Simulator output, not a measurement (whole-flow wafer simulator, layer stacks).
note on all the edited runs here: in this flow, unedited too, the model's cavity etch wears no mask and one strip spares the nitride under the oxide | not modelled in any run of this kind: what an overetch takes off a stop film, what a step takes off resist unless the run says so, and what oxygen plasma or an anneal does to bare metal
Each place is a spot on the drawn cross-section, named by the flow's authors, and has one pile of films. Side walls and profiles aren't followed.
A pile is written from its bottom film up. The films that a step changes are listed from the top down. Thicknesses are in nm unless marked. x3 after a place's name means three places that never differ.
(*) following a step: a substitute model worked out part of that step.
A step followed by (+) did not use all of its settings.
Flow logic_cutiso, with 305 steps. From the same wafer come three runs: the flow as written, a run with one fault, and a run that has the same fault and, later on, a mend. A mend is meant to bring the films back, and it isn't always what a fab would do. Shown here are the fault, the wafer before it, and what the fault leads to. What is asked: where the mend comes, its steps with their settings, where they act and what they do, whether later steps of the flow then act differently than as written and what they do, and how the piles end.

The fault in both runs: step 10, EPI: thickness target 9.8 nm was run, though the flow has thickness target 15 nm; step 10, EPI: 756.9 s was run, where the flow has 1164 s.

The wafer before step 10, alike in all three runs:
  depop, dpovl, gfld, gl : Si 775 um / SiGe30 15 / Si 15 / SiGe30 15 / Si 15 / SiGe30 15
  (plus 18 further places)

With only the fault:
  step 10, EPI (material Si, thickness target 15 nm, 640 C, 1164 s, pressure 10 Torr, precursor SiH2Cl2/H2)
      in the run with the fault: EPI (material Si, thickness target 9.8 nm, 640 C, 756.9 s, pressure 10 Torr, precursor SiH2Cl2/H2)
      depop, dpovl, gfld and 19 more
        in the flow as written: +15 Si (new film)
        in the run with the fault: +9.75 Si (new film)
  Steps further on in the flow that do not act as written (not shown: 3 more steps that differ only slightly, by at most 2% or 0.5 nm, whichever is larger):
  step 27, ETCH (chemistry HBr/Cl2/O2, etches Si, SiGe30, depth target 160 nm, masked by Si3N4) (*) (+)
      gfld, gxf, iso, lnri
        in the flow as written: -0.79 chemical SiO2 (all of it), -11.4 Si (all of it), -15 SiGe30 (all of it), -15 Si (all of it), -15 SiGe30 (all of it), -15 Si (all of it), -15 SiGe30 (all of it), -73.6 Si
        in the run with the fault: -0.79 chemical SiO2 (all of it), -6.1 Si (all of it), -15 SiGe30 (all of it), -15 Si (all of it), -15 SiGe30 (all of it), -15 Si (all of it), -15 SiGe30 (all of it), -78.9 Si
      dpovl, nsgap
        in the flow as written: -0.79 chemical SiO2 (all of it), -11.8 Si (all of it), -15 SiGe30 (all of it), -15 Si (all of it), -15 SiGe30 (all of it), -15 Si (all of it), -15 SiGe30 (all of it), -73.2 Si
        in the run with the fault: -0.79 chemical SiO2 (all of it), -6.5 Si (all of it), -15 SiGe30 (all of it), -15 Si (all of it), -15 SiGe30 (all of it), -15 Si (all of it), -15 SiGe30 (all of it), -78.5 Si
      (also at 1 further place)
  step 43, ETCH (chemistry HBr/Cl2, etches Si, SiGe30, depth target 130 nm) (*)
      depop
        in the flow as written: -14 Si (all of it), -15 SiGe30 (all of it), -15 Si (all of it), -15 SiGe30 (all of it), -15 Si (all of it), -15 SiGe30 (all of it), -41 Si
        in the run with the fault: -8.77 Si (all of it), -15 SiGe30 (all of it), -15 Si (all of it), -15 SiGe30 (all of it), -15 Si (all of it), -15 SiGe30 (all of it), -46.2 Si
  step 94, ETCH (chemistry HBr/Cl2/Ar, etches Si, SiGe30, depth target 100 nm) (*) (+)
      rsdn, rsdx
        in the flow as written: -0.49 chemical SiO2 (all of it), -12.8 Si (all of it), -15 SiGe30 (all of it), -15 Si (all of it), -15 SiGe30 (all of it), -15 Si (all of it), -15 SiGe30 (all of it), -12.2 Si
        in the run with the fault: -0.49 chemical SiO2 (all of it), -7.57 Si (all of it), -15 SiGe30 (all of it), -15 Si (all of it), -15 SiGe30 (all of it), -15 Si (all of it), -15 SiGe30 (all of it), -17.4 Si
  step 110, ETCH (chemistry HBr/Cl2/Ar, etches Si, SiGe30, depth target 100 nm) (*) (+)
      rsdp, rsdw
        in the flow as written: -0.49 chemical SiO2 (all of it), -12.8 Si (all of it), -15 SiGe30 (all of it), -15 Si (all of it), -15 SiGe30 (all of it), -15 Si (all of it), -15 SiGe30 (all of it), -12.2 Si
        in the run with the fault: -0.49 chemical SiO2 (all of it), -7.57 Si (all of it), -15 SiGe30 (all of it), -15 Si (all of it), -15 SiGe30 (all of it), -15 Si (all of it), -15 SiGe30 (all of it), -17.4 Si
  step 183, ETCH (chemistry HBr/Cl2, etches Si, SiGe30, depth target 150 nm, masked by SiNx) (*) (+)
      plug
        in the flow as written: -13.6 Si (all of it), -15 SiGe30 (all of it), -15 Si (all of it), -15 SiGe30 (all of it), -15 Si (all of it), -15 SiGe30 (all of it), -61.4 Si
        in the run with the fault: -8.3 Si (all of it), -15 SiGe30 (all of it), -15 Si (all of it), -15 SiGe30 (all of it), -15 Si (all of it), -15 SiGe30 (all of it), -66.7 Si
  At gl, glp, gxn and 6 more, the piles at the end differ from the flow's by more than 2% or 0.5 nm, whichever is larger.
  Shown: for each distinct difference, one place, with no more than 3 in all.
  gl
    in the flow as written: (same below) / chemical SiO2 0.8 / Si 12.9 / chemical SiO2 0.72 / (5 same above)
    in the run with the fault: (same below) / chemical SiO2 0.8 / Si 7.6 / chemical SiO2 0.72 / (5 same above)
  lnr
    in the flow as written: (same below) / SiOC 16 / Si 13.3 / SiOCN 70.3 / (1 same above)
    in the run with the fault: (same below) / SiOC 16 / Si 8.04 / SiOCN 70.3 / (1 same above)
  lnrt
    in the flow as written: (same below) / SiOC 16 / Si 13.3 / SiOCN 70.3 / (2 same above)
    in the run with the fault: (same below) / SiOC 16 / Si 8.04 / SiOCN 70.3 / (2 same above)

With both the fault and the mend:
  The mend stands after step 11.
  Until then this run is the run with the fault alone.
  step 11a, EPI (material Si, thickness target 5.2 nm, 640 C, 403.7 s, pressure 10 Torr, precursor SiH2Cl2/H2) (a further turn of the flow's step 10, with different settings)
      depop, dpovl, gfld and 19 more
        +5.2 Si
  Later steps of the flow that are run all act as written at every place that is followed, up to a difference of at most 2% or 0.5 nm, whichever is larger.
  When the end is reached, the piles differ only a little from the flow's at the places that both follow, at most by 2% or 0.5 nm, whichever is larger.
